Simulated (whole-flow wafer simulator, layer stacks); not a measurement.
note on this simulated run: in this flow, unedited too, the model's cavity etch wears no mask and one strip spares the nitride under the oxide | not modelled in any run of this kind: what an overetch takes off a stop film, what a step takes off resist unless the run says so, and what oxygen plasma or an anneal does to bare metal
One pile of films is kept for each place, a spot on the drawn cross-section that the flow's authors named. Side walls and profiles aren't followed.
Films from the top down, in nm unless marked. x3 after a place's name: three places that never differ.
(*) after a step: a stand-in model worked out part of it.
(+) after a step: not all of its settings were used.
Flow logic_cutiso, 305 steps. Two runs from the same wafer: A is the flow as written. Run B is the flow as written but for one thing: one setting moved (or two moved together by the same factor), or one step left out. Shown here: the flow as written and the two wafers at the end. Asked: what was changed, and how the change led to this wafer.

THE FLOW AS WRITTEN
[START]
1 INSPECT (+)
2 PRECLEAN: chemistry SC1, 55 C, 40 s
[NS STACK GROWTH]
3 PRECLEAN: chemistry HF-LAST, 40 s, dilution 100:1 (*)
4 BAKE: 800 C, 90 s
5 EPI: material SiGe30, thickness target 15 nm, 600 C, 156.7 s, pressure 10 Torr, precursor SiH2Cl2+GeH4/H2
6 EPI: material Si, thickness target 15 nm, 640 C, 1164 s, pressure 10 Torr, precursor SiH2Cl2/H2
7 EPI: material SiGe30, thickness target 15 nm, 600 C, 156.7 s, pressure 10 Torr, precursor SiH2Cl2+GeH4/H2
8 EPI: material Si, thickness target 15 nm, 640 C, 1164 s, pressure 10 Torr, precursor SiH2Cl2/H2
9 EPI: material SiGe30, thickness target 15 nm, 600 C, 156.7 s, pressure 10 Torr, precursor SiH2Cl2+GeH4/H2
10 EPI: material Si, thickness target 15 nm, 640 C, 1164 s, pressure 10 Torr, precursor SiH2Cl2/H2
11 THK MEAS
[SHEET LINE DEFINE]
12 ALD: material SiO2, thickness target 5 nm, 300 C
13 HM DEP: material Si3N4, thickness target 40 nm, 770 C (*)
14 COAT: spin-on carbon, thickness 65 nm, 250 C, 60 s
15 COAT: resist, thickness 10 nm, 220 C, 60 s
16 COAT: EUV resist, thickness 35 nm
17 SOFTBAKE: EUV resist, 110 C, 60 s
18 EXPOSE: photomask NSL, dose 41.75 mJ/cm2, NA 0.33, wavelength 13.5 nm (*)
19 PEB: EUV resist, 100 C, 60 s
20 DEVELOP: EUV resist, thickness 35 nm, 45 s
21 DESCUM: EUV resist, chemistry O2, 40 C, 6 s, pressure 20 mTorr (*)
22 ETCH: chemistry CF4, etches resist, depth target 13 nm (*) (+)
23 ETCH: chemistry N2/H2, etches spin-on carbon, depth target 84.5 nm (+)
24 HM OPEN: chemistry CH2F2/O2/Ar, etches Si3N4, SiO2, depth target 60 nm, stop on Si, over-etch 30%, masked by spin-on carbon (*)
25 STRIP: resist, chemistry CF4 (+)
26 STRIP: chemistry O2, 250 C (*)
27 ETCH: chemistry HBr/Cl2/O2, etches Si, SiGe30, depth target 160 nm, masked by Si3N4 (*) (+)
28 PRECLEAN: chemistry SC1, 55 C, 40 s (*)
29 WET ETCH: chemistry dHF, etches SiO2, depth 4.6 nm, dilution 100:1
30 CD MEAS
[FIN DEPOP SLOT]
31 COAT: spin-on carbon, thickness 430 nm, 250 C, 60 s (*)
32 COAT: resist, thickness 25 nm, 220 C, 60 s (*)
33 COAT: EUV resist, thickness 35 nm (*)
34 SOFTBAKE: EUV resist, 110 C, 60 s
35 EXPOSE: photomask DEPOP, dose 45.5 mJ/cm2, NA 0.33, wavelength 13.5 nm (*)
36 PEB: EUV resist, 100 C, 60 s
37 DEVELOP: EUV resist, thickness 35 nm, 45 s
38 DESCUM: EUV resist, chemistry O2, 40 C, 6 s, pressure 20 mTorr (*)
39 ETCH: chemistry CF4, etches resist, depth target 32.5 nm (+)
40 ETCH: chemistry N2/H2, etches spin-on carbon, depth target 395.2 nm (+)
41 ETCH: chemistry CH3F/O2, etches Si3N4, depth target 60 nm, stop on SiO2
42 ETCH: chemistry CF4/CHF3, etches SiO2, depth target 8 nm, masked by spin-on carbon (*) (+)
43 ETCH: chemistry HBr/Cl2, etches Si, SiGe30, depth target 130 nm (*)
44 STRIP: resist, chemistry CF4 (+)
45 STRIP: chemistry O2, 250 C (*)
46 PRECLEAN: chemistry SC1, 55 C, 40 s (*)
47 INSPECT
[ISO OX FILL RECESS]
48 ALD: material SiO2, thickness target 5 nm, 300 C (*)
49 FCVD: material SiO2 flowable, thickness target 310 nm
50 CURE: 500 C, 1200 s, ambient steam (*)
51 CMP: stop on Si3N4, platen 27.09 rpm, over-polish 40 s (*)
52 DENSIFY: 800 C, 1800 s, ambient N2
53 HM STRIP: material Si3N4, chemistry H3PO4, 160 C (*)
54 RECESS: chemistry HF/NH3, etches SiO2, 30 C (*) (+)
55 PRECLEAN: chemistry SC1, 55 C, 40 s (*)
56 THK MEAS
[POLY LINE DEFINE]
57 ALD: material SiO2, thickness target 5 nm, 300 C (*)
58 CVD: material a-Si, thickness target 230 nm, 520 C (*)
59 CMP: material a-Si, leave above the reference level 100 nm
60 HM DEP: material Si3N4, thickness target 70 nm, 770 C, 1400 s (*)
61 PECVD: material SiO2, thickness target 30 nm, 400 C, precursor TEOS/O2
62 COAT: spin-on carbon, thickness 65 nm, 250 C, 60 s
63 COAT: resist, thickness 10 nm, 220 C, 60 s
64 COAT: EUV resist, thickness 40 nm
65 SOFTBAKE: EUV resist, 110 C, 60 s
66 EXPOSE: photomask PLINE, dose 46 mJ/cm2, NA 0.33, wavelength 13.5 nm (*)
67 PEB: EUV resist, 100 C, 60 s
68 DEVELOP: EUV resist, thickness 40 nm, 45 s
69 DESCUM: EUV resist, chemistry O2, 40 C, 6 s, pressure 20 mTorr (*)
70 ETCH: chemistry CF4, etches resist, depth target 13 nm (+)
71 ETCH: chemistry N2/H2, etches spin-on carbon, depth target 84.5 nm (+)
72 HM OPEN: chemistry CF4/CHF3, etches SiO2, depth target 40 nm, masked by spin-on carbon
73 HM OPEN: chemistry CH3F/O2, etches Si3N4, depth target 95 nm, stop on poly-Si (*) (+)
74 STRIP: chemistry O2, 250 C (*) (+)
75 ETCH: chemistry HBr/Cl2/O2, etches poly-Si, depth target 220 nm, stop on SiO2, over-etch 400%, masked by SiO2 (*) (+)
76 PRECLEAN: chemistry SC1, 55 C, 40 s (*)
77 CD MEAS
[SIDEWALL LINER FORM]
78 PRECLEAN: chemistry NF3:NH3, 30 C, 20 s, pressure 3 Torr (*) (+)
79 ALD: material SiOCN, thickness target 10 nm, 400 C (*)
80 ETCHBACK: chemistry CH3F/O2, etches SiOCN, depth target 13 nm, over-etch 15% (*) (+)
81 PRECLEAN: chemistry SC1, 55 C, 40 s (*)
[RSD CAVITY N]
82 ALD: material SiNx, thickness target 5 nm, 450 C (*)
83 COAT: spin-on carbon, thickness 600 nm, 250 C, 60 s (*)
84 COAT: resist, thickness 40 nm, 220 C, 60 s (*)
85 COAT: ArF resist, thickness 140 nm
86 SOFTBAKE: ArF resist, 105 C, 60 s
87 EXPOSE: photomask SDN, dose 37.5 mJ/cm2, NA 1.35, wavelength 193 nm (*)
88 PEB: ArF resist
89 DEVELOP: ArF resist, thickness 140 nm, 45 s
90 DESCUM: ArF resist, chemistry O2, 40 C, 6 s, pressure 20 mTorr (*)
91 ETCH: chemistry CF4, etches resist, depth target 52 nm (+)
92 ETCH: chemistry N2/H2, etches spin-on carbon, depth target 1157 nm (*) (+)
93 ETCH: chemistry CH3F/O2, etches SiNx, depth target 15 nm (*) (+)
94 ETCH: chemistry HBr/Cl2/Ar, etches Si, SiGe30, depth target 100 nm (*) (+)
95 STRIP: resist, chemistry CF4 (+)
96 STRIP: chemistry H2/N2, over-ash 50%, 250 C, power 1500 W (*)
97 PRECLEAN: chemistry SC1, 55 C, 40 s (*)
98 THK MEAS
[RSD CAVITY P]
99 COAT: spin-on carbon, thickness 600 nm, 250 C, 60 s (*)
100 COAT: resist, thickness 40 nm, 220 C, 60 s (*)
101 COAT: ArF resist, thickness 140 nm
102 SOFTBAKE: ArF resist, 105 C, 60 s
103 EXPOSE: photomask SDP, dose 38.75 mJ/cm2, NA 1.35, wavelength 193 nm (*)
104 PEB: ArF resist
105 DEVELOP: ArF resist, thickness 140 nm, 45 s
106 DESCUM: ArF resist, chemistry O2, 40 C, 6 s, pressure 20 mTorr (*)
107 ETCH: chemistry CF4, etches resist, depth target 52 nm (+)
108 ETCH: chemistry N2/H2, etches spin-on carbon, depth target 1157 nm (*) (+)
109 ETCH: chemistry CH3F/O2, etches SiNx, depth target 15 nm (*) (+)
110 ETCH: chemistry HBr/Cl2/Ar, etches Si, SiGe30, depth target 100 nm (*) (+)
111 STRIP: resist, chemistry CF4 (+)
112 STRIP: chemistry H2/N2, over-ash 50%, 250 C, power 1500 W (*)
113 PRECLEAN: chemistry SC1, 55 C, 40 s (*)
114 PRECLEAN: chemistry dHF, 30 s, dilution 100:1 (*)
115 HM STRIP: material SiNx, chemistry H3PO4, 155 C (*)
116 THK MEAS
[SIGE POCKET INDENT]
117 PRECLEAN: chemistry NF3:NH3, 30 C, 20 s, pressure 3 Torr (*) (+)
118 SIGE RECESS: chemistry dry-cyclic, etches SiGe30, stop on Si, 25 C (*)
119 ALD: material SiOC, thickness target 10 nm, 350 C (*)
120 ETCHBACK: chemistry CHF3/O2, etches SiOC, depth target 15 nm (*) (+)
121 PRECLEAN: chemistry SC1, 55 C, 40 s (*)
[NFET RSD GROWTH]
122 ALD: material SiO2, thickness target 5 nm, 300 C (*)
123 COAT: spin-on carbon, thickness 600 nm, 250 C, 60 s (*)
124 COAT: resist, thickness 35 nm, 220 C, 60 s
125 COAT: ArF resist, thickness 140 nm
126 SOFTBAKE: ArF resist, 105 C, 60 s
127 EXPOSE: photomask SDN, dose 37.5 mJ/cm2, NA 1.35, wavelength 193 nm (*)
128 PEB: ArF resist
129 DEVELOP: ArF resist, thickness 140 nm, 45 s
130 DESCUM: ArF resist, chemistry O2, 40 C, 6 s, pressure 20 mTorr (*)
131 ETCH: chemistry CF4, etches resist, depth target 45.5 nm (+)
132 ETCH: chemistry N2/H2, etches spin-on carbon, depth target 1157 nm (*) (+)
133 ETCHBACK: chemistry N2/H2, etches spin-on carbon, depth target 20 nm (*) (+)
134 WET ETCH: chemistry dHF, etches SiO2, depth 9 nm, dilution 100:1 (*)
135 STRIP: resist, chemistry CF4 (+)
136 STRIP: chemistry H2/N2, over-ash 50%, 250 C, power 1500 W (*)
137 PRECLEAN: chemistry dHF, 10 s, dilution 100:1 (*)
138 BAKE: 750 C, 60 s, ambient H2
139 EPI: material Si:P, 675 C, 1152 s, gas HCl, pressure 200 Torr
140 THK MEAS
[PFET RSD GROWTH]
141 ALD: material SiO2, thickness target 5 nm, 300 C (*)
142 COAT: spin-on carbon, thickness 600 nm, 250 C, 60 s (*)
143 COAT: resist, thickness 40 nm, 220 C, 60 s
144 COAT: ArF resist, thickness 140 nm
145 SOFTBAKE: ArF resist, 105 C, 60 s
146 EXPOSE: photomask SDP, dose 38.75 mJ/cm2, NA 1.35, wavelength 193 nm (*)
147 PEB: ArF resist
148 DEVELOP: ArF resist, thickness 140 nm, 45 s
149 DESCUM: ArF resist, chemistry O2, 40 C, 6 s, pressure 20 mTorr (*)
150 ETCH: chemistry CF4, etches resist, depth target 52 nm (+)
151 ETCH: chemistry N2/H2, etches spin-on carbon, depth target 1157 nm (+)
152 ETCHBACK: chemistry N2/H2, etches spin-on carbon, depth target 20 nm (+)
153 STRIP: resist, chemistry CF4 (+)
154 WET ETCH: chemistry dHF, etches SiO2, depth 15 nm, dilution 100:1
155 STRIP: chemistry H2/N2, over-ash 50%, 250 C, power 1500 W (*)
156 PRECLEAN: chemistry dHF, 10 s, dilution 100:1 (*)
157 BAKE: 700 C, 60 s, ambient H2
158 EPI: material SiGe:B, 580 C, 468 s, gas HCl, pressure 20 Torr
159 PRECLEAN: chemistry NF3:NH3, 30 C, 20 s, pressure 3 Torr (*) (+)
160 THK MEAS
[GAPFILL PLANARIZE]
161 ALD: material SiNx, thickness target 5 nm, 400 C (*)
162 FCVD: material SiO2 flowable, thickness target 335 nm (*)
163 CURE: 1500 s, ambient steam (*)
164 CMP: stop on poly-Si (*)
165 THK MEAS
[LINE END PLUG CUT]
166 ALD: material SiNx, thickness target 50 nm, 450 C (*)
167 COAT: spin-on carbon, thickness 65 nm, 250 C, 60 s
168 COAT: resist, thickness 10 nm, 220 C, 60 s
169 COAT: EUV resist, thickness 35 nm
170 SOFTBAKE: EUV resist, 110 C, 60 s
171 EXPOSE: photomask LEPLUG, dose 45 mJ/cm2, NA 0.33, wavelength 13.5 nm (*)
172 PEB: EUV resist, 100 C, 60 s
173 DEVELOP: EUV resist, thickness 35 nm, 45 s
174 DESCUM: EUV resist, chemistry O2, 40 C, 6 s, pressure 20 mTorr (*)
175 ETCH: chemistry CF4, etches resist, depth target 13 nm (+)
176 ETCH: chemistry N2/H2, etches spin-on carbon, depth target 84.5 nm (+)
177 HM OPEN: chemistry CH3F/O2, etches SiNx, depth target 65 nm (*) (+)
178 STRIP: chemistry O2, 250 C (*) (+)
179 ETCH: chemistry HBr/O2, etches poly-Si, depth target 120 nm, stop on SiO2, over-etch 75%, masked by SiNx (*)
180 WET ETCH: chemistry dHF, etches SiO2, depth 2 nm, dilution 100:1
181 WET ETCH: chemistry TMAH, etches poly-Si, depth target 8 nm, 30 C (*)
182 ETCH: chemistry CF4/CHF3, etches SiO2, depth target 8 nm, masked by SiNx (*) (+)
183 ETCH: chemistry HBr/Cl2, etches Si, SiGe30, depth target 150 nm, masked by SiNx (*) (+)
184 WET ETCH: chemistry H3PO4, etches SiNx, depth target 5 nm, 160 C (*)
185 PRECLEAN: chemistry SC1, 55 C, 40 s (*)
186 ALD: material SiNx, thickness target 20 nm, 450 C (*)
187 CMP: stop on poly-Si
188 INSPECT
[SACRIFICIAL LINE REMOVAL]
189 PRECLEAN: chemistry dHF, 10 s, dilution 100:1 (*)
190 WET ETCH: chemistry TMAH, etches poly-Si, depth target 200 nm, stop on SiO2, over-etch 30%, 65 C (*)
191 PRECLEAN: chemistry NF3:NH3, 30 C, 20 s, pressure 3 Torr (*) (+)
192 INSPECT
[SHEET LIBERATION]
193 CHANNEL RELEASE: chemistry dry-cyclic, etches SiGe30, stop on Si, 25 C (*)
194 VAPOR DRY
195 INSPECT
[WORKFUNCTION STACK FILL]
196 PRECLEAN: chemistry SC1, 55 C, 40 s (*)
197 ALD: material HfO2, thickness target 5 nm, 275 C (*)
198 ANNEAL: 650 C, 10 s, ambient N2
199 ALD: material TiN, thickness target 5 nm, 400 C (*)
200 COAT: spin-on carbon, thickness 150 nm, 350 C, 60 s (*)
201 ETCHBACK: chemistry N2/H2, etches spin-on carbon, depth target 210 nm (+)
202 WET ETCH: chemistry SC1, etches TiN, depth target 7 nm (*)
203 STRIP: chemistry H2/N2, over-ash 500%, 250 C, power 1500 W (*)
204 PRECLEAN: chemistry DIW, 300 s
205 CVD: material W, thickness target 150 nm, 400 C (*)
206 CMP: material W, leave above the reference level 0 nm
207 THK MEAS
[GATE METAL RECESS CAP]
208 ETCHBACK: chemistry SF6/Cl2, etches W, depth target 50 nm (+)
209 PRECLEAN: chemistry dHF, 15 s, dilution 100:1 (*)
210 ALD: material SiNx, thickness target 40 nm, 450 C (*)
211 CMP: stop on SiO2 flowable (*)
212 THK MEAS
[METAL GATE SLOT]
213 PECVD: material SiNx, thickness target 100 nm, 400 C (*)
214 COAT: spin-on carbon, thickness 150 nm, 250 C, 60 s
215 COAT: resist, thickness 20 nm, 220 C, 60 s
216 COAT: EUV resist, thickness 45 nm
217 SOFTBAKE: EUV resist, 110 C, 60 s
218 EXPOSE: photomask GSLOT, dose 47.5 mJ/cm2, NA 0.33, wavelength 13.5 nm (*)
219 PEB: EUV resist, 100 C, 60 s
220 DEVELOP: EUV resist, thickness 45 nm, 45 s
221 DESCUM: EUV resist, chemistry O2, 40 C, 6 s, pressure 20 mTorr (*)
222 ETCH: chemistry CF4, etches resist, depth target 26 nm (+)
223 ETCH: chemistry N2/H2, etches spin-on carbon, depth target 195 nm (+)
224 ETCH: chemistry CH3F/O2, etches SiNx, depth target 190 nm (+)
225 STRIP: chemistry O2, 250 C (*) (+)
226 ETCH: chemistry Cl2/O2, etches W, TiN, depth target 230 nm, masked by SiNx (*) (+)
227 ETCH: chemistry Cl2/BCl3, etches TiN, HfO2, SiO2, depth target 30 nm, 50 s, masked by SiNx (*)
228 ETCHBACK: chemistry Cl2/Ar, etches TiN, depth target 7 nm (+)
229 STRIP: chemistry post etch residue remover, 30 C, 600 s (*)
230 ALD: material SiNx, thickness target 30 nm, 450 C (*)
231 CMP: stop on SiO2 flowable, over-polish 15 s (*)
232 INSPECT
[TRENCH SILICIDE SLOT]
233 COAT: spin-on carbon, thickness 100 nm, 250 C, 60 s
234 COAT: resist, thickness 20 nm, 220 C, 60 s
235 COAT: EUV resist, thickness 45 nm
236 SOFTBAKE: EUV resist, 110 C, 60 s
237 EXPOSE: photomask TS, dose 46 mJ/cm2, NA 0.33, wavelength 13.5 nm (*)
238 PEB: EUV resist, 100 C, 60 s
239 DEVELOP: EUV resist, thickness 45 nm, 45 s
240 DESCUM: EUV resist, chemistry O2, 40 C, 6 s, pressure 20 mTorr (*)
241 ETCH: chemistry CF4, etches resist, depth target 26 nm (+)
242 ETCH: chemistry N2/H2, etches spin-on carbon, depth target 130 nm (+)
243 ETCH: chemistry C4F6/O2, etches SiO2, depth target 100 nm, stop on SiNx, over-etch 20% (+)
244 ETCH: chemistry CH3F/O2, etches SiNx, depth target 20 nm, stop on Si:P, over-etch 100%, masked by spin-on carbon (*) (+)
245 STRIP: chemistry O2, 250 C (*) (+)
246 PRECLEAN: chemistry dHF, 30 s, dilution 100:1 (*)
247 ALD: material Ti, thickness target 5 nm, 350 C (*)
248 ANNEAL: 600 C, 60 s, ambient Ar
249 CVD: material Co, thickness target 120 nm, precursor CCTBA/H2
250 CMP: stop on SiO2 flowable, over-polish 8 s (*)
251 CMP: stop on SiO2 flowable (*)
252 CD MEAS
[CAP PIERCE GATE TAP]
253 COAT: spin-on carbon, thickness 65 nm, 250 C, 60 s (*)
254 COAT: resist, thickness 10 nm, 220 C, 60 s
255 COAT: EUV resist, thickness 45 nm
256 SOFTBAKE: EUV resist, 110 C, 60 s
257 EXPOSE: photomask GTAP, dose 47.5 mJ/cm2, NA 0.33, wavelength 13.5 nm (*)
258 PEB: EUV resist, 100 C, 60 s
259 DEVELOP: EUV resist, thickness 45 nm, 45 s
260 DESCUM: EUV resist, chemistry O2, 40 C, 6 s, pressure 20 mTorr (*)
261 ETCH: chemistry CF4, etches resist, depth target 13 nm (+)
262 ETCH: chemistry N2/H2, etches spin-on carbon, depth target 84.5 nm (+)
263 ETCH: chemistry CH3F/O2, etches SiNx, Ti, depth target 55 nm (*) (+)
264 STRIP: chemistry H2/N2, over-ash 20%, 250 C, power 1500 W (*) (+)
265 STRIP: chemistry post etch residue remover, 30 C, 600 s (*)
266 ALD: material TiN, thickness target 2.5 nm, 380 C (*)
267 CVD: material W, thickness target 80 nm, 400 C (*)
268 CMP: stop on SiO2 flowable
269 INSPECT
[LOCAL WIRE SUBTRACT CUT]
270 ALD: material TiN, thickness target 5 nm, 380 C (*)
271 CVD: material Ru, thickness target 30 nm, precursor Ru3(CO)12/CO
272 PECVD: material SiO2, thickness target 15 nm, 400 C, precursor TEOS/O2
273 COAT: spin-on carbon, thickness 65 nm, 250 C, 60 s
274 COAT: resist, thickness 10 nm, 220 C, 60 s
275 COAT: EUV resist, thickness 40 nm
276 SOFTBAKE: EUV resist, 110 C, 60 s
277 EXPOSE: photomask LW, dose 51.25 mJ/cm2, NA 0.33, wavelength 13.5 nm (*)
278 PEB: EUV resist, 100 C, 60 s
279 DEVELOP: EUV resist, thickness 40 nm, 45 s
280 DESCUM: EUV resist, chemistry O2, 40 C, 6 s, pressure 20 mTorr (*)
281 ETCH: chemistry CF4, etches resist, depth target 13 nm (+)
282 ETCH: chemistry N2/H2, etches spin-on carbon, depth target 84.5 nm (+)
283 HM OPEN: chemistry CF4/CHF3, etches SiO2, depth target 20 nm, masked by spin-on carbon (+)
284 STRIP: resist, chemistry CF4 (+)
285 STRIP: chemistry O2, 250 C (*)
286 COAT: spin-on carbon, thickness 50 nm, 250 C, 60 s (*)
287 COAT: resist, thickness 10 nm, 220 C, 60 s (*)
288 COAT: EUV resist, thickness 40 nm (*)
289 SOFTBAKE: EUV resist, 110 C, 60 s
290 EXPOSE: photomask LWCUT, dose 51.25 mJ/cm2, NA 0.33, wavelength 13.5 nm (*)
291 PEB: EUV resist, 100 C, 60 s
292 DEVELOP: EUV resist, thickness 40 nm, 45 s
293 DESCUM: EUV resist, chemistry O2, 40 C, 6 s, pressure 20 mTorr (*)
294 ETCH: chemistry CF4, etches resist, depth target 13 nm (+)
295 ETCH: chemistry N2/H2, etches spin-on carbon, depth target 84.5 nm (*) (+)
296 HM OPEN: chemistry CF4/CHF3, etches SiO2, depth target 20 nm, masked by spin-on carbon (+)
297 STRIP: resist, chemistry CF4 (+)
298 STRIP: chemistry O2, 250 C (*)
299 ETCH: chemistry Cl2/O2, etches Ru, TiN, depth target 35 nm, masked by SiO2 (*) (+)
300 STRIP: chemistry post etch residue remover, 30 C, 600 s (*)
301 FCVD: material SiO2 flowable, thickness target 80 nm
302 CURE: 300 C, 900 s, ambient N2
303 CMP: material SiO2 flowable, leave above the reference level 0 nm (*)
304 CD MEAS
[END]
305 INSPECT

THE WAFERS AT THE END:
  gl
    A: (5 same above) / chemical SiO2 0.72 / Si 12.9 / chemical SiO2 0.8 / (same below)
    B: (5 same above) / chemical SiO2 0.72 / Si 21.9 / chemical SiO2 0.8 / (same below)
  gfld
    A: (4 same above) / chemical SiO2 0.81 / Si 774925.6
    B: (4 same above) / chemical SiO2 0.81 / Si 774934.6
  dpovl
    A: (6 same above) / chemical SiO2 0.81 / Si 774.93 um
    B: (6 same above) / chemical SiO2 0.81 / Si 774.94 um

The cause: step 10, EPI: 1863 s was run, where the flow has 1164 s.

How the change led to this, step by step:
  10 EPI: material Si, thickness target 15 nm, 640 C, 1164 s, pressure 10 Torr, precursor SiH2Cl2/H2
      depop, dpovl, gfld and 19 more: A Si +15 (new film) | B Si +24 (new film)
  27 ETCH: chemistry HBr/Cl2/O2, etches Si, SiGe30, depth target 160 nm, masked by Si3N4 (*) (+)
      gfld, gxf, iso, lnri: A chemical SiO2 -0.79 (all of it), Si -11.4 (all of it), SiGe30 -15 (all of it), Si -15 (all of it), SiGe30 -15 (all of it), Si -15 (all of it), SiGe30 -15 (all of it), Si -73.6 | B chemical SiO2 -0.79 (all of it), Si -20.4 (all of it), SiGe30 -15 (all of it), Si -15 (all of it), SiGe30 -15 (all of it), Si -15 (all of it), SiGe30 -15 (all of it), Si -64.6
      dpovl, nsgap: A chemical SiO2 -0.79 (all of it), Si -11.8 (all of it), SiGe30 -15 (all of it), Si -15 (all of it), SiGe30 -15 (all of it), Si -15 (all of it), SiGe30 -15 (all of it), Si -73.2 | B chemical SiO2 -0.79 (all of it), Si -20.8 (all of it), SiGe30 -15 (all of it), Si -15 (all of it), SiGe30 -15 (all of it), Si -15 (all of it), SiGe30 -15 (all of it), Si -64.2
      (and at 1 more place)
  43 ETCH: chemistry HBr/Cl2, etches Si, SiGe30, depth target 130 nm (*)
      depop: A Si -14 (all of it), SiGe30 -15 (all of it), Si -15 (all of it), SiGe30 -15 (all of it), Si -15 (all of it), SiGe30 -15 (all of it), Si -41 | B Si -23 (all of it), SiGe30 -15 (all of it), Si -15 (all of it), SiGe30 -15 (all of it), Si -15 (all of it), SiGe30 -15 (all of it), Si -32
  94 ETCH: chemistry HBr/Cl2/Ar, etches Si, SiGe30, depth target 100 nm (*) (+)
      rsdn, rsdx: A chemical SiO2 -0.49 (all of it), Si -12.8 (all of it), SiGe30 -15 (all of it), Si -15 (all of it), SiGe30 -15 (all of it), Si -15 (all of it), SiGe30 -15 (all of it), Si -12.2 | B chemical SiO2 -0.49 (all of it), Si -21.8 (all of it), SiGe30 -15 (all of it), Si -15 (all of it), SiGe30 -15 (all of it), Si -15 (all of it), SiGe30 -15 (all of it), Si -3.16
  110 ETCH: chemistry HBr/Cl2/Ar, etches Si, SiGe30, depth target 100 nm (*) (+)
      rsdp, rsdw: A chemical SiO2 -0.49 (all of it), Si -12.8 (all of it), SiGe30 -15 (all of it), Si -15 (all of it), SiGe30 -15 (all of it), Si -15 (all of it), SiGe30 -15 (all of it), Si -12.2 | B chemical SiO2 -0.49 (all of it), Si -21.8 (all of it), SiGe30 -15 (all of it), Si -15 (all of it), SiGe30 -15 (all of it), Si -15 (all of it), SiGe30 -15 (all of it), Si -3.16
  183 ETCH: chemistry HBr/Cl2, etches Si, SiGe30, depth target 150 nm, masked by SiNx (*) (+)
      plug: A Si -13.6 (all of it), SiGe30 -15 (all of it), Si -15 (all of it), SiGe30 -15 (all of it), Si -15 (all of it), SiGe30 -15 (all of it), Si -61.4 | B Si -22.6 (all of it), SiGe30 -15 (all of it), Si -15 (all of it), SiGe30 -15 (all of it), Si -15 (all of it), SiGe30 -15 (all of it), Si -52.4
